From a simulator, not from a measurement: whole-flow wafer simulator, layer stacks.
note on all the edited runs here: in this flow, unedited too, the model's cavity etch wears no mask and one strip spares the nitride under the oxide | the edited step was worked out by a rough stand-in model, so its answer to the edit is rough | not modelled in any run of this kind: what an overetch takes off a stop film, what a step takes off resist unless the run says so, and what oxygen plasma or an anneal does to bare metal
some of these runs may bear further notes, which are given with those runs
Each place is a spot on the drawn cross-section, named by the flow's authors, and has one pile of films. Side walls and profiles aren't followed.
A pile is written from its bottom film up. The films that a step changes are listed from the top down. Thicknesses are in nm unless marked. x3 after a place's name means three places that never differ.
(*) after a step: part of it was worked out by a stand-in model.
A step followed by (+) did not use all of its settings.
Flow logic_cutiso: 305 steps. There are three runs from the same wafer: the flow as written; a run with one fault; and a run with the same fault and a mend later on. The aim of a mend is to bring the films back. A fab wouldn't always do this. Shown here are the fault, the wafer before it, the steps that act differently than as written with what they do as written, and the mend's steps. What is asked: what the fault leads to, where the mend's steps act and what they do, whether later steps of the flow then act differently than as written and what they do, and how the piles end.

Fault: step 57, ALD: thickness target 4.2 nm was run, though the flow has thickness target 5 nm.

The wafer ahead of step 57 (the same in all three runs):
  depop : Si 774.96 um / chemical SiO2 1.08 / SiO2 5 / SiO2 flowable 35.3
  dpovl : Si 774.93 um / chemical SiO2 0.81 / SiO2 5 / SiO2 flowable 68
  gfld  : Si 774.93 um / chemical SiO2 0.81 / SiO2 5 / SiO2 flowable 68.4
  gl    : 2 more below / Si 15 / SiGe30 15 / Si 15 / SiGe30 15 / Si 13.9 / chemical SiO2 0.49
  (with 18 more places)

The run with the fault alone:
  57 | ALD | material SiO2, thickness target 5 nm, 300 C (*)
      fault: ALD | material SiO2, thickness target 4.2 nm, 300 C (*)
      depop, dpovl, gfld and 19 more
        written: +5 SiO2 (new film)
        fault: +4.2 SiO2 (new film)
  Steps later in the flow that act otherwise than as written (52 more steps, not shown, differ only slightly: by at most 2% or 0.5 nm, whichever is larger):
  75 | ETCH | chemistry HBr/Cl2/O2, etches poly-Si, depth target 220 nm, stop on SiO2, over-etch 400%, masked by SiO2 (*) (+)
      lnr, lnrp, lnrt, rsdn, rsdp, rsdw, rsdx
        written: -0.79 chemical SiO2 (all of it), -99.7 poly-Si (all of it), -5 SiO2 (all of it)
        fault: -0.79 chemical SiO2 (all of it), -99.7 poly-Si (all of it), -4.2 SiO2 (all of it), -0.49 chemical SiO2 (all of it), -13.9 Si (all of it)
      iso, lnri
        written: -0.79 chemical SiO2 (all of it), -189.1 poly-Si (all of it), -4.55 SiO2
        fault: -0.79 chemical SiO2 (all of it), -189.1 poly-Si (all of it), -4.2 SiO2 (all of it), -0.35 SiO2 flowable
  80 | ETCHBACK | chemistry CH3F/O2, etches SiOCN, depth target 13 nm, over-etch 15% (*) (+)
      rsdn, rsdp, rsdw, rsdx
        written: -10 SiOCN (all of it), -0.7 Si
        fault: -10 SiOCN (all of it), -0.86 SiGe30
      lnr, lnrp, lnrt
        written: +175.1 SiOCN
        fault: +188.3 SiOCN
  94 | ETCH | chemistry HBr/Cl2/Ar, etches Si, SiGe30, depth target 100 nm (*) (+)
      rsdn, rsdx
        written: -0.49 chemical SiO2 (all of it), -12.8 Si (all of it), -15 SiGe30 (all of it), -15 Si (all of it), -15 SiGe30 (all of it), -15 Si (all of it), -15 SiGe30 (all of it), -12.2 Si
        fault: -0.49 chemical SiO2 (all of it), -13.7 SiGe30 (all of it), -15 Si (all of it), -15 SiGe30 (all of it), -15 Si (all of it), -15 SiGe30 (all of it), -26.3 Si
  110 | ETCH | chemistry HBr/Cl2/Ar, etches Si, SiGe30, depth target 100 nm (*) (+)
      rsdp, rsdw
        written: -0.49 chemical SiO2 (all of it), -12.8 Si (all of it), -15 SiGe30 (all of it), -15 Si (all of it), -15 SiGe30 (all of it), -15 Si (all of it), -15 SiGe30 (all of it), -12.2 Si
        fault: -0.49 chemical SiO2 (all of it), -13.7 SiGe30 (all of it), -15 Si (all of it), -15 SiGe30 (all of it), -15 Si (all of it), -15 SiGe30 (all of it), -26.3 Si
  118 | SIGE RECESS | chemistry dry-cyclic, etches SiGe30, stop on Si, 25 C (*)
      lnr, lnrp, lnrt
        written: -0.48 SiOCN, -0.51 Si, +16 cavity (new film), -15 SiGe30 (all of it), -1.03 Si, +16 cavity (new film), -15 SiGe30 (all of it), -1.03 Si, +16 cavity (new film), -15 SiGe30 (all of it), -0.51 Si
        fault: -0.48 SiOCN, +15.3 cavity (new film), -14.8 SiGe30 (all of it), -1.03 Si, +16 cavity (new film), -15 SiGe30 (all of it), -1.03 Si, +16 cavity (new film), -15 SiGe30 (all of it), -0.51 Si
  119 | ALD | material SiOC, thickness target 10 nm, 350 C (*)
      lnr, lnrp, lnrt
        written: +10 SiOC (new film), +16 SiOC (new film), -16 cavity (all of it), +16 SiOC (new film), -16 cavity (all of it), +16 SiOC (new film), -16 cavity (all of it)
        fault: +10 SiOC (new film), +15.3 SiOC (new film), -15.3 cavity (all of it), +16 SiOC (new film), -16 cavity (all of it), +16 SiOC (new film), -16 cavity (all of it)
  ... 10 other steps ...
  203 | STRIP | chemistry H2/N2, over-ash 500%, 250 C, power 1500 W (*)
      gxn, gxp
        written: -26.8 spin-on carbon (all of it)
        fault: -26 spin-on carbon (all of it)
  At depop, gfld, gxf and 10 more, the piles at the end differ from the flow's by more than 2% or 0.5 nm, whichever is larger.
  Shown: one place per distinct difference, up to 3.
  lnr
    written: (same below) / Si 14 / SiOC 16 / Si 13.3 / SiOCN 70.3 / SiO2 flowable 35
    fault: (same below) / Si 14 / SiOC 15.3 / SiOCN 83.5 / SiO2 flowable 35
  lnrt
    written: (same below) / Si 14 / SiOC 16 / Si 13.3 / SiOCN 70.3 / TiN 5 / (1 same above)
    fault: (same below) / Si 14 / SiOC 15.3 / SiOCN 83.5 / TiN 5 / (1 same above)
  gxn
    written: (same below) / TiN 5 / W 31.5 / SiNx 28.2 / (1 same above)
    fault: (same below) / TiN 5 / W 30.7 / SiNx 28.2 / (1 same above)

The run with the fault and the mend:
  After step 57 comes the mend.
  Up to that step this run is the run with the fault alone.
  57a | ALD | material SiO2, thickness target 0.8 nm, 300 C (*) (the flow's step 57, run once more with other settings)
      depop, dpovl, gfld and 19 more
        +0.8 SiO2
  Every later step of the flow that is run acts as written at every place that is followed.
  At every place that both follow, the piles at the end match the flow's.
